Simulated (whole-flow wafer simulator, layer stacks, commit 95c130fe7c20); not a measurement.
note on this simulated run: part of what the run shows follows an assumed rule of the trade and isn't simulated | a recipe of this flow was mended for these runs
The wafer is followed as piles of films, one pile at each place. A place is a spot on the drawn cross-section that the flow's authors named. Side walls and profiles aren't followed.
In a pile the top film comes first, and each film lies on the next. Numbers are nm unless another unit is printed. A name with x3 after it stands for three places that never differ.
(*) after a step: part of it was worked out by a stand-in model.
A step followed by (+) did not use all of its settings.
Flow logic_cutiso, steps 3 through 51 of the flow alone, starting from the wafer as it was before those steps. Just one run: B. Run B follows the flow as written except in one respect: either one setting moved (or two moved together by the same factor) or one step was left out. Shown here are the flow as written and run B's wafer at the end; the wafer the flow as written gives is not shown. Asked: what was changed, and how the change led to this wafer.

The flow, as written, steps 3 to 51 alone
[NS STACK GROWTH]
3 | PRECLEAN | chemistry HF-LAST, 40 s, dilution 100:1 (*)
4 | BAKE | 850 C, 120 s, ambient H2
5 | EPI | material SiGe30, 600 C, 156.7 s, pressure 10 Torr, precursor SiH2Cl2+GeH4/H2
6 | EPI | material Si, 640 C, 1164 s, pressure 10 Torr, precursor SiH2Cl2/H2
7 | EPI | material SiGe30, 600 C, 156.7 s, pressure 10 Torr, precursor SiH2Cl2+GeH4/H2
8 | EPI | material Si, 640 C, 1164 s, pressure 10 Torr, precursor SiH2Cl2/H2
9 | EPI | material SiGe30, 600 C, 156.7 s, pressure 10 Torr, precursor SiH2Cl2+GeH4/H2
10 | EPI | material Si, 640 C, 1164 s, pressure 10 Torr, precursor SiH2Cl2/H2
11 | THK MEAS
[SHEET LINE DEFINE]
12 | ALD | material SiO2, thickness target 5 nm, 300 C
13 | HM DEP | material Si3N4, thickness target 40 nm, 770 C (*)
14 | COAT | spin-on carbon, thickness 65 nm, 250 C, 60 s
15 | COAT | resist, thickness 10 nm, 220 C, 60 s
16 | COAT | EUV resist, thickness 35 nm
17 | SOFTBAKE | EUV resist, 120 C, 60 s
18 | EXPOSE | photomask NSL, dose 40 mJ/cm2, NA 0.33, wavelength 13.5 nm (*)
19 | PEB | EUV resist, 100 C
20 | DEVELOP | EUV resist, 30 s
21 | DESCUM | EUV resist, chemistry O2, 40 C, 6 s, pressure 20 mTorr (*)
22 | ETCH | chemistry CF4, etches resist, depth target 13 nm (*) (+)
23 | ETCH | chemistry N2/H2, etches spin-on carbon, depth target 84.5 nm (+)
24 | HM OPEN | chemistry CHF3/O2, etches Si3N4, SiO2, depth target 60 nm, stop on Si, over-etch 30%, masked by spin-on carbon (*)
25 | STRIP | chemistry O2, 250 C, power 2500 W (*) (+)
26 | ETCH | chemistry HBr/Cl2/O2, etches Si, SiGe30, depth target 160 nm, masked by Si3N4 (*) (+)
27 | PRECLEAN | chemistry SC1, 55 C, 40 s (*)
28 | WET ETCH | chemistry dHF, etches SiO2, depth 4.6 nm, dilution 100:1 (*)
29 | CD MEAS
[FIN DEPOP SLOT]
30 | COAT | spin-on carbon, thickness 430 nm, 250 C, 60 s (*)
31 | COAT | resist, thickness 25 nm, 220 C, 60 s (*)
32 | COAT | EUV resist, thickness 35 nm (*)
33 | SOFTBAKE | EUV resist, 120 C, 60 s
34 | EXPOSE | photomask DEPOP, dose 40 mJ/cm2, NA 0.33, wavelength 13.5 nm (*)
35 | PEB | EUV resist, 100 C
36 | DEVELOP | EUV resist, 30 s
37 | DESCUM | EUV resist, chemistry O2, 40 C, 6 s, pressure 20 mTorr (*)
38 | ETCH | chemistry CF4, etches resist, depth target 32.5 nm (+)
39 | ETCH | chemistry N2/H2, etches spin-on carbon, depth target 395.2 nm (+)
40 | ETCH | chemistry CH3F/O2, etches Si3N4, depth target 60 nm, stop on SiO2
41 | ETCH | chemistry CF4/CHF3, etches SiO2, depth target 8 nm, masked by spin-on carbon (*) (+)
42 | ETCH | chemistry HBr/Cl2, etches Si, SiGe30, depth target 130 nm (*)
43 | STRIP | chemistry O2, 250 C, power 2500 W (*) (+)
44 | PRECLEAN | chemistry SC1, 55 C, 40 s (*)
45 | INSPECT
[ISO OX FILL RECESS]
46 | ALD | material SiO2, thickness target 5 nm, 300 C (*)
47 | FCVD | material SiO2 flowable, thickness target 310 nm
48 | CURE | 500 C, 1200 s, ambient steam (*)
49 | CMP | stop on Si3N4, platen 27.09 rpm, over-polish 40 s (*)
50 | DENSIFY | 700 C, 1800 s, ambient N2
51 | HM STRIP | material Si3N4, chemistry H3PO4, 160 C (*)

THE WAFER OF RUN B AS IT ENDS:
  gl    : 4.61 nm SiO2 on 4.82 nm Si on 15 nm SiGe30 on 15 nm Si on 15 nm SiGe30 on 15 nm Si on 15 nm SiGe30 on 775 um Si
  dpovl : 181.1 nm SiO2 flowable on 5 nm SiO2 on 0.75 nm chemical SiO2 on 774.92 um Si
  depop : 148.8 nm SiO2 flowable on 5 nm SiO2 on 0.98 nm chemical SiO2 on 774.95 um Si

The reason: step 10, EPI: 617 C was run, whereas the flow has 640 C.

Step by step, how the change led to this:
  10 | EPI | material Si, 640 C, 1164 s, pressure 10 Torr, precursor SiH2Cl2/H2
      depop, dpovl, gfld and 19 more: Si gains 4.82 (new film) (as written it would have been: Si gains 15 (new film))
  26 | ETCH | chemistry HBr/Cl2/O2, etches Si, SiGe30, depth target 160 nm, masked by Si3N4 (*) (+)
      dpovl, gfld, gxf, iso, isow, lnri, nsgap: chemical SiO2 loses 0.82 (all of it), Si loses 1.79 (all of it), SiGe30 loses 15 (all of it), Si loses 15 (all of it), SiGe30 loses 15 (all of it), Si loses 15 (all of it), SiGe30 loses 15 (all of it), Si loses 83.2 (as written it would have been: chemical SiO2 loses 0.82 (all of it), Si loses 12 (all of it), SiGe30 loses 15 (all of it), Si loses 15 (all of it), SiGe30 loses 15 (all of it), Si loses 15 (all of it), SiGe30 loses 15 (all of it), Si loses 73)
  42 | ETCH | chemistry HBr/Cl2, etches Si, SiGe30, depth target 130 nm (*)
      depop: Si loses 3.58 (all of it), SiGe30 loses 15 (all of it), Si loses 15 (all of it), SiGe30 loses 15 (all of it), Si loses 15 (all of it), SiGe30 loses 15 (all of it), Si loses 51.4 (as written it would have been: Si loses 13.8 (all of it), SiGe30 loses 15 (all of it), Si loses 15 (all of it), SiGe30 loses 15 (all of it), Si loses 15 (all of it), SiGe30 loses 15 (all of it), Si loses 41.2)
